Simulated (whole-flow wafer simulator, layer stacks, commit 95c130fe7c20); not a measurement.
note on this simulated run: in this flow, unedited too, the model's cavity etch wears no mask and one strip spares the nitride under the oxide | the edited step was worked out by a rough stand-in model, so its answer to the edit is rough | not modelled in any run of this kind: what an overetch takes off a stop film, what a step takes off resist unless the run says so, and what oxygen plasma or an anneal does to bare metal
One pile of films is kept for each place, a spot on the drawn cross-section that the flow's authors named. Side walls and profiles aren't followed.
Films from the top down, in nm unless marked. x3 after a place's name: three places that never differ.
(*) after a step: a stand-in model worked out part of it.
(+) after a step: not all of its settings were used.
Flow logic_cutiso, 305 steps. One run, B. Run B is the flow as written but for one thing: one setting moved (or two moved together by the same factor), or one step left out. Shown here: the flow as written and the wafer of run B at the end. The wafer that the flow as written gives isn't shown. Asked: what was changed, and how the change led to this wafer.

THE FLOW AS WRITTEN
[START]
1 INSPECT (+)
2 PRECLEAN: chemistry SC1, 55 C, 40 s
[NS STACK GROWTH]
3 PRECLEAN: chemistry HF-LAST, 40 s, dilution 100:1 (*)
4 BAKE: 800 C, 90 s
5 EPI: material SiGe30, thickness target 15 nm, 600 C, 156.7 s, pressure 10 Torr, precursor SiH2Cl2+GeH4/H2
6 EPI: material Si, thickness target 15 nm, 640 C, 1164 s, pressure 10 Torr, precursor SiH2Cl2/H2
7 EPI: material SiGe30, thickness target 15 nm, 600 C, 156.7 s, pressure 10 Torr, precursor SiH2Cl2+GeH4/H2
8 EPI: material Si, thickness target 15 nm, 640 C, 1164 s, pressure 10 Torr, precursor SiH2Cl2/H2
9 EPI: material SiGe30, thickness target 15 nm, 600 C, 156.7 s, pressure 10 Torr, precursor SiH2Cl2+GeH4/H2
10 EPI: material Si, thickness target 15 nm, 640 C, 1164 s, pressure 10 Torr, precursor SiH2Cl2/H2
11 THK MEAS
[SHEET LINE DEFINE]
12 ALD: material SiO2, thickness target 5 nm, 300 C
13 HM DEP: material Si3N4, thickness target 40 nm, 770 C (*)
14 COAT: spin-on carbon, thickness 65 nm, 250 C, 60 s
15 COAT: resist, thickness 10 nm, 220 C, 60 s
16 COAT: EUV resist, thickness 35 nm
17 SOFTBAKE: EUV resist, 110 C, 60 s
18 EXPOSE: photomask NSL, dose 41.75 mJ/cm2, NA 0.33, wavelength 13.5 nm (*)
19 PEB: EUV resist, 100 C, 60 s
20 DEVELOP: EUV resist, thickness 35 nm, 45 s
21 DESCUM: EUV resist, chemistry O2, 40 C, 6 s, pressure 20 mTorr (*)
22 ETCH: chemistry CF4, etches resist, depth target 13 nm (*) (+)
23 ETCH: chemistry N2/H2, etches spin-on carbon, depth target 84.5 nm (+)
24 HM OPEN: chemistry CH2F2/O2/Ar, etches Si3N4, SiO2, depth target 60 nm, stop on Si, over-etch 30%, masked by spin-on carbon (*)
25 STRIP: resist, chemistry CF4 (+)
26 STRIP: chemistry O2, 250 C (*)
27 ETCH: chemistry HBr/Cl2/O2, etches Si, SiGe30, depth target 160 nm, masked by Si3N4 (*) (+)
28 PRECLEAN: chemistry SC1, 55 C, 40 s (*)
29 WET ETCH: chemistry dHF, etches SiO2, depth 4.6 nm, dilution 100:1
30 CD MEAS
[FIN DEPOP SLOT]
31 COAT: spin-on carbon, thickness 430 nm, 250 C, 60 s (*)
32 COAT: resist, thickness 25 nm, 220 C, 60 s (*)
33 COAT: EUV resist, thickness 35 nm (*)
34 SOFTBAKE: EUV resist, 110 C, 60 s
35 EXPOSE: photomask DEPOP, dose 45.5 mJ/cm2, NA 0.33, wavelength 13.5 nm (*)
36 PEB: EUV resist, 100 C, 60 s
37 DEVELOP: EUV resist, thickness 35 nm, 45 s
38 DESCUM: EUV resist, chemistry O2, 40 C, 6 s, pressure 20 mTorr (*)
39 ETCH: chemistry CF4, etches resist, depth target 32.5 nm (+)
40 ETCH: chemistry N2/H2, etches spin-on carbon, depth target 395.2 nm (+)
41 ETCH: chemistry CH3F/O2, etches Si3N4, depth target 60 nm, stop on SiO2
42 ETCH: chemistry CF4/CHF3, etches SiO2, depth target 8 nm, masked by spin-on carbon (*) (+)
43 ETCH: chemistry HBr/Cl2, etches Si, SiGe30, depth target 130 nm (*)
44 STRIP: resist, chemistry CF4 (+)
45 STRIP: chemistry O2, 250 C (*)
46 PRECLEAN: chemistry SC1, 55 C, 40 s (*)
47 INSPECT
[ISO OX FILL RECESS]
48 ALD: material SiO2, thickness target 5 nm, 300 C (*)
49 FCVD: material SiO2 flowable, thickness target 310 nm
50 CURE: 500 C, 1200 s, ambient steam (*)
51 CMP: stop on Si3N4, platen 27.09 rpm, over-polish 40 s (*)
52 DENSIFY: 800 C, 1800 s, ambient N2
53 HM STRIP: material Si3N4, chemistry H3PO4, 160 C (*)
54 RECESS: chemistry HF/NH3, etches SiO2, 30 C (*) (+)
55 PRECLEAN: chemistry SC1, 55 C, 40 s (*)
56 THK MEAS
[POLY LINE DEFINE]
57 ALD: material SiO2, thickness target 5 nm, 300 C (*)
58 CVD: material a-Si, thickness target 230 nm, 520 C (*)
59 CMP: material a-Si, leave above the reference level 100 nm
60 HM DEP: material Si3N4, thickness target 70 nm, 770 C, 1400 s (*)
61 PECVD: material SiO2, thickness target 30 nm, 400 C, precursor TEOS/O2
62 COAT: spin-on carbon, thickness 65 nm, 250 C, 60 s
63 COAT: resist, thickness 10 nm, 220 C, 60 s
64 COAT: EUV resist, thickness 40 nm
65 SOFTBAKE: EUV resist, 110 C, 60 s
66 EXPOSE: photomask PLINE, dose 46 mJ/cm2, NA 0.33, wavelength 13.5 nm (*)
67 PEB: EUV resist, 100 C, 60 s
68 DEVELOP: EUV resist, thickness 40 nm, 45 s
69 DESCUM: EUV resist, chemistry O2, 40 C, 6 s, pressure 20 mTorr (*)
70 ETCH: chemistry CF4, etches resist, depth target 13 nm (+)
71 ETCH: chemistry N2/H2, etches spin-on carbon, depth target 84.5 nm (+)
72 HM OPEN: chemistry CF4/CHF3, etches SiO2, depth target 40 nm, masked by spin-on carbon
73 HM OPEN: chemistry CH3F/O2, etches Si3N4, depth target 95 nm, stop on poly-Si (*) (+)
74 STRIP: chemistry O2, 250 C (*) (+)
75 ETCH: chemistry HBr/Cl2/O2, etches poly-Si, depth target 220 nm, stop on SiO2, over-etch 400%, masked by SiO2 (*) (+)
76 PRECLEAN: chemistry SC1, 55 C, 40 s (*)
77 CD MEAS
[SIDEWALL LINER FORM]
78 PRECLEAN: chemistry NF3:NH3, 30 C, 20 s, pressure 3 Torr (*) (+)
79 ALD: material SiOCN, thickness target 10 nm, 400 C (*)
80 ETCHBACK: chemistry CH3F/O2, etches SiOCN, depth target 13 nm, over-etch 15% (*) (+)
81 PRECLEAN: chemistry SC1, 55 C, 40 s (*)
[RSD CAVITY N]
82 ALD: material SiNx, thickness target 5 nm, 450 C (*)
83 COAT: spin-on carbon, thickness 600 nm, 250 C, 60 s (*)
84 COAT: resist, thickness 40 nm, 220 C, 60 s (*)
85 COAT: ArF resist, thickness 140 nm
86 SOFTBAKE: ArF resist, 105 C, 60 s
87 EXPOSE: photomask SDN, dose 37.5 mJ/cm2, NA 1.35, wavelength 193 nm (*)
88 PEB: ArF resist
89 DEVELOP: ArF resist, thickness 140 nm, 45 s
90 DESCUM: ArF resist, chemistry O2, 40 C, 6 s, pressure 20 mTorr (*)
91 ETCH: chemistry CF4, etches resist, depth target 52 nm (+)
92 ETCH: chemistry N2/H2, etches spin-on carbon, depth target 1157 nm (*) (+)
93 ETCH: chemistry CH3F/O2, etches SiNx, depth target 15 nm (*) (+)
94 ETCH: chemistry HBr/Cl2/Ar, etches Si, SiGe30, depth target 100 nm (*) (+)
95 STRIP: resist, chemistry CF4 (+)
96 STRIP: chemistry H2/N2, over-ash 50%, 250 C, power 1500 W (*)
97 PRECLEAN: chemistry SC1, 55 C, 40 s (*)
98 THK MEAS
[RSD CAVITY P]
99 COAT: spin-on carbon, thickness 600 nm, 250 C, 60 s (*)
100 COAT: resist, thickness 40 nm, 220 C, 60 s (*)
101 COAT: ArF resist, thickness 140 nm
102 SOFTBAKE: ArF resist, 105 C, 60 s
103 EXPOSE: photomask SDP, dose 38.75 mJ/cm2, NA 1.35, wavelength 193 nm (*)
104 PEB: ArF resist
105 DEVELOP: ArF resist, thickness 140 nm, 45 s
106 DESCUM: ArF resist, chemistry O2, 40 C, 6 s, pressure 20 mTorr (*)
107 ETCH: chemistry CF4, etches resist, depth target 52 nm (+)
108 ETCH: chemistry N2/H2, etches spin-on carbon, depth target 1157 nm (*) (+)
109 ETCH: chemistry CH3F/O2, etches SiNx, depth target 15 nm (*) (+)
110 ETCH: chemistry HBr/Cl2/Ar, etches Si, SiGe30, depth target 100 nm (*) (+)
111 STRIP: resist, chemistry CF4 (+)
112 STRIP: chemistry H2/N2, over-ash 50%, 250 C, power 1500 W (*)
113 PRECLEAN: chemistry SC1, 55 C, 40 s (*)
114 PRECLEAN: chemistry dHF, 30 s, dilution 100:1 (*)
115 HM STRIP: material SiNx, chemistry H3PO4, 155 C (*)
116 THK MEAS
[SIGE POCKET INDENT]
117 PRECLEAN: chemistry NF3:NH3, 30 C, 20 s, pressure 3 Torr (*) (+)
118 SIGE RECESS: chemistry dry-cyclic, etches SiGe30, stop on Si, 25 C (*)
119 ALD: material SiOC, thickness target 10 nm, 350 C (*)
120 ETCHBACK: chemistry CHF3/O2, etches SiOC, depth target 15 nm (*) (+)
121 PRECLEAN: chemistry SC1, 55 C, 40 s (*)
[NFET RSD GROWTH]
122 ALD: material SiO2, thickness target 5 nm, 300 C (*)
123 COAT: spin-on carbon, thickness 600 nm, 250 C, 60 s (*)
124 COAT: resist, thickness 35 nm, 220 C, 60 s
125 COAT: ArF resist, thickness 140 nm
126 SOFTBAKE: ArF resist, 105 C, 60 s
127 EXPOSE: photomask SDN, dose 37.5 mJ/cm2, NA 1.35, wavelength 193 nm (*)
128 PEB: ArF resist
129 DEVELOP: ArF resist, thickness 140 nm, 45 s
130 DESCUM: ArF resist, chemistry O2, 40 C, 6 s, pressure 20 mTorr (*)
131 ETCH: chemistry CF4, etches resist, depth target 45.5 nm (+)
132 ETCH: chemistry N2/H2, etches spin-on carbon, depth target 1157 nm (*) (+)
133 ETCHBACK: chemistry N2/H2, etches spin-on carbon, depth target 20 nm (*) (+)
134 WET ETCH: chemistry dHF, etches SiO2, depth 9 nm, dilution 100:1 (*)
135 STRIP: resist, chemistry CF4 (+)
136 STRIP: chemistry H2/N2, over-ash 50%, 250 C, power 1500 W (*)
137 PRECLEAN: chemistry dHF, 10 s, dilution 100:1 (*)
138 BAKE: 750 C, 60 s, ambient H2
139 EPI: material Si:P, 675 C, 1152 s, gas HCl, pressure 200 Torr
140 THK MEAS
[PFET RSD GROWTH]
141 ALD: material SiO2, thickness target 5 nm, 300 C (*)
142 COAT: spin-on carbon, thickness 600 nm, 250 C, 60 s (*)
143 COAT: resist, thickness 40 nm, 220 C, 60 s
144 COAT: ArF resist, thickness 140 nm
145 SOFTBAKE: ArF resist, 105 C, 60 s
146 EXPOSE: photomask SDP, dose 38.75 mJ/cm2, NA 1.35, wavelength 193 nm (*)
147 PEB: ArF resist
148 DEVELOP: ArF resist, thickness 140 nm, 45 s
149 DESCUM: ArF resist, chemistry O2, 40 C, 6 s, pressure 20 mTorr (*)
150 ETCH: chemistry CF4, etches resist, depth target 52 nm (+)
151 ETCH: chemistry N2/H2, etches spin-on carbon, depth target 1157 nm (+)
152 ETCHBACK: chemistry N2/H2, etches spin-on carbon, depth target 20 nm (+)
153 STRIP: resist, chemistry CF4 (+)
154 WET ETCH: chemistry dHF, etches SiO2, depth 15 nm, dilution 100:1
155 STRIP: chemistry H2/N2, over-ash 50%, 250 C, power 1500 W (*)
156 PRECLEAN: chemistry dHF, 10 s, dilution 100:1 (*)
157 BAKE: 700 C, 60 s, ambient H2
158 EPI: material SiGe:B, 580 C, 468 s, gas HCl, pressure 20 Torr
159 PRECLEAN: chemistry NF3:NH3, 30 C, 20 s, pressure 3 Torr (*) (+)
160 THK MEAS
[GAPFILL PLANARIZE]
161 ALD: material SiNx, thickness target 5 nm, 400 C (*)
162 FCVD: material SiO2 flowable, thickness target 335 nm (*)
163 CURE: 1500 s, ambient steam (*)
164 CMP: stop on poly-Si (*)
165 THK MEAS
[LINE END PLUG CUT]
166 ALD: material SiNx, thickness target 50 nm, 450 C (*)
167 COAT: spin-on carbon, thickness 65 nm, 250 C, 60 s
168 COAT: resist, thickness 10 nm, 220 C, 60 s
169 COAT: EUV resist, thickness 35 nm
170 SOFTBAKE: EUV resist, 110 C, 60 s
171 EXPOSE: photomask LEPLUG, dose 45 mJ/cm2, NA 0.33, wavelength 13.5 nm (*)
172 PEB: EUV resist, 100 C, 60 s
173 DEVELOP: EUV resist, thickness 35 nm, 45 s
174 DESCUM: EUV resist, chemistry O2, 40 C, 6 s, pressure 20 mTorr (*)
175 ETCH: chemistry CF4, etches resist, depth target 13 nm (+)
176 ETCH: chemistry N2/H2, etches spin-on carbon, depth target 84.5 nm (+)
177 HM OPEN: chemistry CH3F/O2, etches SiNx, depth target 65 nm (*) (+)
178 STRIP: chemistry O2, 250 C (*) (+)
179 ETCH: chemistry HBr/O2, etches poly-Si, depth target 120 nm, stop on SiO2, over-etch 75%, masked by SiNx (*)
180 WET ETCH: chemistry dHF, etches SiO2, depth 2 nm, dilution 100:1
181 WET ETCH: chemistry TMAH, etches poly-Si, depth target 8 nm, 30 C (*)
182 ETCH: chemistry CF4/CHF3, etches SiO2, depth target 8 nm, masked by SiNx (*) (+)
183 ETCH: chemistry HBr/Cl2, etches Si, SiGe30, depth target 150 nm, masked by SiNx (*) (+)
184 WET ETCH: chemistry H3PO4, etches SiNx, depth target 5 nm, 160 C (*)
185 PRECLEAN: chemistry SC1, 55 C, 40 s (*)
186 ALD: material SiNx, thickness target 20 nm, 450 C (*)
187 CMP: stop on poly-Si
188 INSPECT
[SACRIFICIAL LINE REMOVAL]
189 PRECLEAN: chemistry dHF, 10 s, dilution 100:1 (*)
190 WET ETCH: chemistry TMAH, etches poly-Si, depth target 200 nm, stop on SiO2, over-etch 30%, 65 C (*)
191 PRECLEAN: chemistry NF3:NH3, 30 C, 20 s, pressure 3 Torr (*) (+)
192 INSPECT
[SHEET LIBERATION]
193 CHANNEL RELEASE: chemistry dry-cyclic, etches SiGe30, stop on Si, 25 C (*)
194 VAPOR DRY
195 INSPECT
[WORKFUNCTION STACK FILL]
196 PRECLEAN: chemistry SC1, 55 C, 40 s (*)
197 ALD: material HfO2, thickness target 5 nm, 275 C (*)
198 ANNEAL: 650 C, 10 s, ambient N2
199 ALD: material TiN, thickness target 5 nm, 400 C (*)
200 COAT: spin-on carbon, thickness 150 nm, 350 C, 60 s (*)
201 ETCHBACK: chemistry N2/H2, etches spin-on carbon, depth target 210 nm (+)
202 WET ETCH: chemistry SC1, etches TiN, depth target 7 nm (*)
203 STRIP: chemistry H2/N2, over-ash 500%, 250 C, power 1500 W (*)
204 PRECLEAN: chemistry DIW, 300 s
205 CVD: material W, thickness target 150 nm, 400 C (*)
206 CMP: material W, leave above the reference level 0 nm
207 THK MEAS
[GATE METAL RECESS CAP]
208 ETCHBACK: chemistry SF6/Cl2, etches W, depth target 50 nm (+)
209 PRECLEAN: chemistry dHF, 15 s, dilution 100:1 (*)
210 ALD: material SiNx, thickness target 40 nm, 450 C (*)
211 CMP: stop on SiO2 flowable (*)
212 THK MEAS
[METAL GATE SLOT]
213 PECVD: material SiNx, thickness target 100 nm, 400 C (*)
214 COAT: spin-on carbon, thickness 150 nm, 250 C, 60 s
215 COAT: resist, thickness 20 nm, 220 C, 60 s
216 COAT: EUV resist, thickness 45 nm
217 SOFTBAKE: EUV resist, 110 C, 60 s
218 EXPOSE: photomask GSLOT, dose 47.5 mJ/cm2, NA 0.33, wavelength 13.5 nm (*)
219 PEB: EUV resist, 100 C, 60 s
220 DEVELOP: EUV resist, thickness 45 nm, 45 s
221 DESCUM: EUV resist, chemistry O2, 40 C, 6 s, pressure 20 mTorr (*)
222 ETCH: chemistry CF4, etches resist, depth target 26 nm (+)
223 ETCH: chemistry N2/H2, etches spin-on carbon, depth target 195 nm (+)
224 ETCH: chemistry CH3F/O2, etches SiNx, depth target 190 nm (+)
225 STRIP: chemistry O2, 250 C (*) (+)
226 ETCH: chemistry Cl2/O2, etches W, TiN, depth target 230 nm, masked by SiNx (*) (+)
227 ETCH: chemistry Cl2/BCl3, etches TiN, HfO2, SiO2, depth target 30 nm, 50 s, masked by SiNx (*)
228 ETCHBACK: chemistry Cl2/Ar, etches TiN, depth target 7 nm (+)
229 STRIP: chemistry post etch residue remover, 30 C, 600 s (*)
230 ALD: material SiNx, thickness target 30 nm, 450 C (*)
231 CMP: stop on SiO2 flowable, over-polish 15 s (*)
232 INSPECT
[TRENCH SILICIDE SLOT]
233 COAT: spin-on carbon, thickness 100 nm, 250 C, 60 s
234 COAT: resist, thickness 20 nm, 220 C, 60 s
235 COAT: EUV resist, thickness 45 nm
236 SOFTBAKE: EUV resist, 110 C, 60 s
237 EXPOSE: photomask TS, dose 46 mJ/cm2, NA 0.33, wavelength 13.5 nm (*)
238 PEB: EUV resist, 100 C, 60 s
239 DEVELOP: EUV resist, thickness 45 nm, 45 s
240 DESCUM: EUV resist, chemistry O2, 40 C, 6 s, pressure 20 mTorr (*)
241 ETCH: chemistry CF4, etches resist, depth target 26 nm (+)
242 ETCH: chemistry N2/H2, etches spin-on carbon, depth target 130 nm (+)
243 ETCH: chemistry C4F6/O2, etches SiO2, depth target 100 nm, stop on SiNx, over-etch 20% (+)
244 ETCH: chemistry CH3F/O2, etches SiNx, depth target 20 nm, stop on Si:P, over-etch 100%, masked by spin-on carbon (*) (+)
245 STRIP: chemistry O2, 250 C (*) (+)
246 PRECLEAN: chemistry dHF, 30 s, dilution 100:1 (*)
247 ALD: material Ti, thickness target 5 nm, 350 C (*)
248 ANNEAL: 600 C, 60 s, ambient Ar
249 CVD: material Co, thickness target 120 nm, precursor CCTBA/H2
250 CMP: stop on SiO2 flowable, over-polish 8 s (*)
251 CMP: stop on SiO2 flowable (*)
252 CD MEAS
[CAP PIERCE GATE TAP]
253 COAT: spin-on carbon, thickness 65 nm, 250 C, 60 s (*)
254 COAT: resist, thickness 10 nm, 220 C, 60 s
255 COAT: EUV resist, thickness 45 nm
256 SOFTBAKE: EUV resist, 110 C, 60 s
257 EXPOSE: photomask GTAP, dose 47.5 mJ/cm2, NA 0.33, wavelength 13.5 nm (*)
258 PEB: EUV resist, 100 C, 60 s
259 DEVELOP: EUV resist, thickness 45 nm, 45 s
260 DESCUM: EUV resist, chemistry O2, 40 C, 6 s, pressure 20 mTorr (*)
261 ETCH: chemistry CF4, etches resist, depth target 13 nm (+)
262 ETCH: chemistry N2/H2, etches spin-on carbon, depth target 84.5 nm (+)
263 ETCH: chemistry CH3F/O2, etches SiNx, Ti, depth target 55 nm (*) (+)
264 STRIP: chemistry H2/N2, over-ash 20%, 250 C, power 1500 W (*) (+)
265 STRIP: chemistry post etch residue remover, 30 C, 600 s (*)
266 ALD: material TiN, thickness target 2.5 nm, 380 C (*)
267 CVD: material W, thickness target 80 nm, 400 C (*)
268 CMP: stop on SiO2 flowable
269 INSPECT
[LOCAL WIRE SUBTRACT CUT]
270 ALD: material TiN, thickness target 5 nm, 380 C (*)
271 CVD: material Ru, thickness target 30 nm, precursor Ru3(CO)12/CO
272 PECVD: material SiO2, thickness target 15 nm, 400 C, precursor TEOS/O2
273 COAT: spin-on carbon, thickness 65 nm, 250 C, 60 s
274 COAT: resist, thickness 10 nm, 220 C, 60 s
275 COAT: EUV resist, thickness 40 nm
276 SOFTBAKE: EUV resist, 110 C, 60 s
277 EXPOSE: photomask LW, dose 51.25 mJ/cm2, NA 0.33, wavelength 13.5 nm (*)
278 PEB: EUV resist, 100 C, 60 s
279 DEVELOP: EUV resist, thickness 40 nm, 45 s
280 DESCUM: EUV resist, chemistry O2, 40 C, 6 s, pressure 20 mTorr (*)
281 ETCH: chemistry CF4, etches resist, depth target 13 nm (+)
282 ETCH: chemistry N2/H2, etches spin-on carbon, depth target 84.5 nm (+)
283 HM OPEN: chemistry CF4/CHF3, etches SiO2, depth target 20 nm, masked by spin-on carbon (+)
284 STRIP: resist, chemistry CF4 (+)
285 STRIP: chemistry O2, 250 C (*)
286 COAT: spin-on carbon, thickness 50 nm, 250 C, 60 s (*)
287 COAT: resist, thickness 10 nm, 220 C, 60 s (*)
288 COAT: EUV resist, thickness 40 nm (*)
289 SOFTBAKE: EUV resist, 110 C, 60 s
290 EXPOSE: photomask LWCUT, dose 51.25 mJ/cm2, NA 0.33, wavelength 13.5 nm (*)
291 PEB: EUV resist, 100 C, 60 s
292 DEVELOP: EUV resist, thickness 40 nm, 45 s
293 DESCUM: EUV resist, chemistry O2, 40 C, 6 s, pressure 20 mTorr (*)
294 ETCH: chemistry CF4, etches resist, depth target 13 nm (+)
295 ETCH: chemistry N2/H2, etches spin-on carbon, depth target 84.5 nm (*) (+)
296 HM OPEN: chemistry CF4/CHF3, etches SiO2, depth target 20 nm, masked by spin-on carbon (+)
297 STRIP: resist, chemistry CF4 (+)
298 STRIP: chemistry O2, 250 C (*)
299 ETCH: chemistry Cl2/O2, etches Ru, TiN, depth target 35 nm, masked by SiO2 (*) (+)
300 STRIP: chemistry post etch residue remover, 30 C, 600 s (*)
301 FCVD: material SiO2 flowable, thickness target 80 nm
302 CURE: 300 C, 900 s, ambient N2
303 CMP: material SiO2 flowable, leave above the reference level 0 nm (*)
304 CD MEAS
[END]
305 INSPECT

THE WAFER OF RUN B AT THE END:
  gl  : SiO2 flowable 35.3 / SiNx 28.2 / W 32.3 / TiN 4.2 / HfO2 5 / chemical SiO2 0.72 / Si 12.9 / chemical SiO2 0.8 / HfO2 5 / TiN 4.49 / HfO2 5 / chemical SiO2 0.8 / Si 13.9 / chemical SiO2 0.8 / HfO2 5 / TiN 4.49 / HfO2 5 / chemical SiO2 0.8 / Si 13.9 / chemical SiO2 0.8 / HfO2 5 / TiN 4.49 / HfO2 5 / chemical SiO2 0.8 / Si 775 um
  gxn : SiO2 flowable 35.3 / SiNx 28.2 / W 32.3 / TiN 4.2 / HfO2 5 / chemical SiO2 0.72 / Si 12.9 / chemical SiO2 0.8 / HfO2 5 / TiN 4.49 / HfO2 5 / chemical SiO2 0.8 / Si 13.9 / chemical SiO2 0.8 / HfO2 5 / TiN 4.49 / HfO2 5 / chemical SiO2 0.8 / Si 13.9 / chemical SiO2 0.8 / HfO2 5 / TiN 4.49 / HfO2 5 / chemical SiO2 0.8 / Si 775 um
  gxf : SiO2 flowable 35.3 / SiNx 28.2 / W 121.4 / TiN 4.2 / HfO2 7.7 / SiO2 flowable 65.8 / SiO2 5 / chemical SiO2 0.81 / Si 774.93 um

The cause: step 199, ALD: thickness target 4.2 nm was run, where the flow has thickness target 5 nm.
It can be read off the wafer: gxn has TiN 4.2, and step 199 as written asks for 5 nm.

How the change led to this, step by step:
  199 ALD: material TiN, thickness target 5 nm, 400 C (*)
      depop, dpovl, gxf and 12 more: TiN +4.2 (new film) (as written it would be: TiN +5 (new film))
      gl, glp, tap: TiN +4.2 (new film), TiN +4.49 (new film), cavity -4.49 (all of it), TiN +4.49 (new film), cavity -4.49 (all of it), TiN +4.49 (new film), cavity -4.49 (all of it) (as written it would be: TiN +5.26 (new film), TiN +4.49 (new film), cavity -4.49 (all of it), TiN +4.49 (new film), cavity -4.49 (all of it), TiN +4.49 (new film), cavity -4.49 (all of it))
      (and at 4 more places)
  202 WET ETCH: chemistry SC1, etches TiN, depth target 7 nm (*)
      depop, dpovl, iso and 12 more: TiN -4.2 (all of it) (as written it would be: TiN -5 (all of it))
  203 STRIP: chemistry H2/N2, over-ash 500%, 250 C, power 1500 W (*)
      gl, glp: spin-on carbon -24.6 (all of it) (as written it would be: spin-on carbon -26.7 (all of it))
      gxn, gxp: spin-on carbon -24.3 (all of it) (as written it would be: spin-on carbon -26.8 (all of it))
      (and at 3 more places)
  226 ETCH: chemistry Cl2/O2, etches W, TiN, depth target 230 nm, masked by SiNx (*) (+)
      gfld: W -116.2 (all of it), TiN -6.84 (all of it), HfO2 -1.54 (as written it would be: W -115.4 (all of it), TiN -7.64 (all of it), HfO2 -1.54)
